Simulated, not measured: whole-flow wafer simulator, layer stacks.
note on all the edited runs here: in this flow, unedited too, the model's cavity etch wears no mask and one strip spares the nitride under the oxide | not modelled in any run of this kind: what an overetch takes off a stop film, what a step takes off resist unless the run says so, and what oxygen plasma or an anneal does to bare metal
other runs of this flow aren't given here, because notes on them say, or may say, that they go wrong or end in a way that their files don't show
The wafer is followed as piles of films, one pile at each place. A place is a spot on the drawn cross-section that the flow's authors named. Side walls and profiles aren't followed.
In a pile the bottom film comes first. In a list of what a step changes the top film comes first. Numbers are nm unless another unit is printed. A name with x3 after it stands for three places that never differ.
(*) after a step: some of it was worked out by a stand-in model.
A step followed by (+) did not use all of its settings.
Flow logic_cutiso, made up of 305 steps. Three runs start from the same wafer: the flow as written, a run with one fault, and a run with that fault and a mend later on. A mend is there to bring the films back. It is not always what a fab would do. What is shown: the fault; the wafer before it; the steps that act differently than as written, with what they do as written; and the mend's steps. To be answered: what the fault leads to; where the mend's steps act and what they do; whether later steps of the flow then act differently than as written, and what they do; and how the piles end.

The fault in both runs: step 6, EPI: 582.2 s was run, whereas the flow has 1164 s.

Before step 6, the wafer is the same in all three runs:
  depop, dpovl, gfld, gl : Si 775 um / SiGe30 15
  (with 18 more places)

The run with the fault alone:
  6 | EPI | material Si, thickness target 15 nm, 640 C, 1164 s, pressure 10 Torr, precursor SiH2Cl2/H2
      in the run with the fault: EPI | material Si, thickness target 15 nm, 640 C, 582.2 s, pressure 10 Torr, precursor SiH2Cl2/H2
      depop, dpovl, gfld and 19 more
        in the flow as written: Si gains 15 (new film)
        in the run with the fault: Si gains 7.5 (new film)
  Steps further on in the flow that do not act as written (2 other steps are not shown; they differ only slightly, by no more than 2% or 0.5 nm, whichever is larger):
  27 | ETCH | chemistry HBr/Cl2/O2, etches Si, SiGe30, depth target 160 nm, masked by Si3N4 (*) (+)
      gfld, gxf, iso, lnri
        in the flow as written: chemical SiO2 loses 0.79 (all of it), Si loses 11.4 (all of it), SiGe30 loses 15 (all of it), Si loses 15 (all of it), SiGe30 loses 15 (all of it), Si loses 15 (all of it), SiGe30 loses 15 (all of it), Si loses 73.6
        in the run with the fault: chemical SiO2 loses 0.79 (all of it), Si loses 11.4 (all of it), SiGe30 loses 15 (all of it), Si loses 15 (all of it), SiGe30 loses 15 (all of it), Si loses 7.5 (all of it), SiGe30 loses 15 (all of it), Si loses 81.1
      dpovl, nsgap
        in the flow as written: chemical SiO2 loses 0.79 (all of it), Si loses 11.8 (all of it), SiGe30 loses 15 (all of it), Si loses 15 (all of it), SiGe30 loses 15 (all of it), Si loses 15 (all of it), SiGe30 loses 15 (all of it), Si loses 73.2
        in the run with the fault: chemical SiO2 loses 0.79 (all of it), Si loses 11.8 (all of it), SiGe30 loses 15 (all of it), Si loses 15 (all of it), SiGe30 loses 15 (all of it), Si loses 7.5 (all of it), SiGe30 loses 15 (all of it), Si loses 80.7
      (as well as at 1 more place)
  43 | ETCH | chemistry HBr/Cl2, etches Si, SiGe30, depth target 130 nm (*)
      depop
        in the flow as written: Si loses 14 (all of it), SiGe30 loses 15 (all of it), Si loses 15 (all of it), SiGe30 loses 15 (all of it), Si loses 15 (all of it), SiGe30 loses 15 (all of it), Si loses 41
        in the run with the fault: Si loses 14 (all of it), SiGe30 loses 15 (all of it), Si loses 15 (all of it), SiGe30 loses 15 (all of it), Si loses 7.5 (all of it), SiGe30 loses 15 (all of it), Si loses 48.5
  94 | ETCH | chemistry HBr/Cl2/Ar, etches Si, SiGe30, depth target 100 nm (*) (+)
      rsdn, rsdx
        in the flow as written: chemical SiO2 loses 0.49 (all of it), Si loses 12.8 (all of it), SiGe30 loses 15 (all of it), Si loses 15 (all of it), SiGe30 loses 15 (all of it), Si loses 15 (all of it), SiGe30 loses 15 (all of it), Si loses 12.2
        in the run with the fault: chemical SiO2 loses 0.49 (all of it), Si loses 12.8 (all of it), SiGe30 loses 15 (all of it), Si loses 15 (all of it), SiGe30 loses 15 (all of it), Si loses 7.5 (all of it), SiGe30 loses 15 (all of it), Si loses 19.7
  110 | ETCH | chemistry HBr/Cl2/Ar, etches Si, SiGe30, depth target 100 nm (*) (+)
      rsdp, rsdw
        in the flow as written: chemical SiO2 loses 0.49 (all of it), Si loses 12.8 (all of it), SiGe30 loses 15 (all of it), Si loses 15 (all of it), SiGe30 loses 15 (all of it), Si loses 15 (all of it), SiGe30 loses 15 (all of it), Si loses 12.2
        in the run with the fault: chemical SiO2 loses 0.49 (all of it), Si loses 12.8 (all of it), SiGe30 loses 15 (all of it), Si loses 15 (all of it), SiGe30 loses 15 (all of it), Si loses 7.5 (all of it), SiGe30 loses 15 (all of it), Si loses 19.7
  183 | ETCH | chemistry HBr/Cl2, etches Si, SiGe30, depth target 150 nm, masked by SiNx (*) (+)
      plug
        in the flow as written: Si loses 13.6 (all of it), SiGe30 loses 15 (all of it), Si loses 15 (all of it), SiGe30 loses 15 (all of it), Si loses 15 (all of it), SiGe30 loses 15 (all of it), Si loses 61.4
        in the run with the fault: Si loses 13.6 (all of it), SiGe30 loses 15 (all of it), Si loses 15 (all of it), SiGe30 loses 15 (all of it), Si loses 7.5 (all of it), SiGe30 loses 15 (all of it), Si loses 68.9
  The piles end different from the flow's at gl, glp, gxn and 6 more by more than 2% or 0.5 nm, whichever is larger.
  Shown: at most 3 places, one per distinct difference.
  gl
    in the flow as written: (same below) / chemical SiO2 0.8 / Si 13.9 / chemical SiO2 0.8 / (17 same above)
    in the run with the fault: (same below) / chemical SiO2 0.8 / Si 6.42 / chemical SiO2 0.8 / (17 same above)
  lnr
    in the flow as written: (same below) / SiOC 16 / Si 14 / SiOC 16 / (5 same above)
    in the run with the fault: (same below) / SiOC 16 / Si 6.47 / SiOC 16 / (5 same above)
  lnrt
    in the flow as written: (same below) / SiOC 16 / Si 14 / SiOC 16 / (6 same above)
    in the run with the fault: (same below) / SiOC 16 / Si 6.47 / SiOC 16 / (6 same above)

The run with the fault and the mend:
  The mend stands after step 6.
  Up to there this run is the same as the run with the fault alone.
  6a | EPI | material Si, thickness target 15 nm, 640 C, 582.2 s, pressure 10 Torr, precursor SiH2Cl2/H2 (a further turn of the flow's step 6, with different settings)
      depop, dpovl, gfld and 19 more
        Si gains 7.5
  Later steps of the flow that are run all act as written at every place that is followed.
  At every place that both follow, the piles at the end match the flow's.
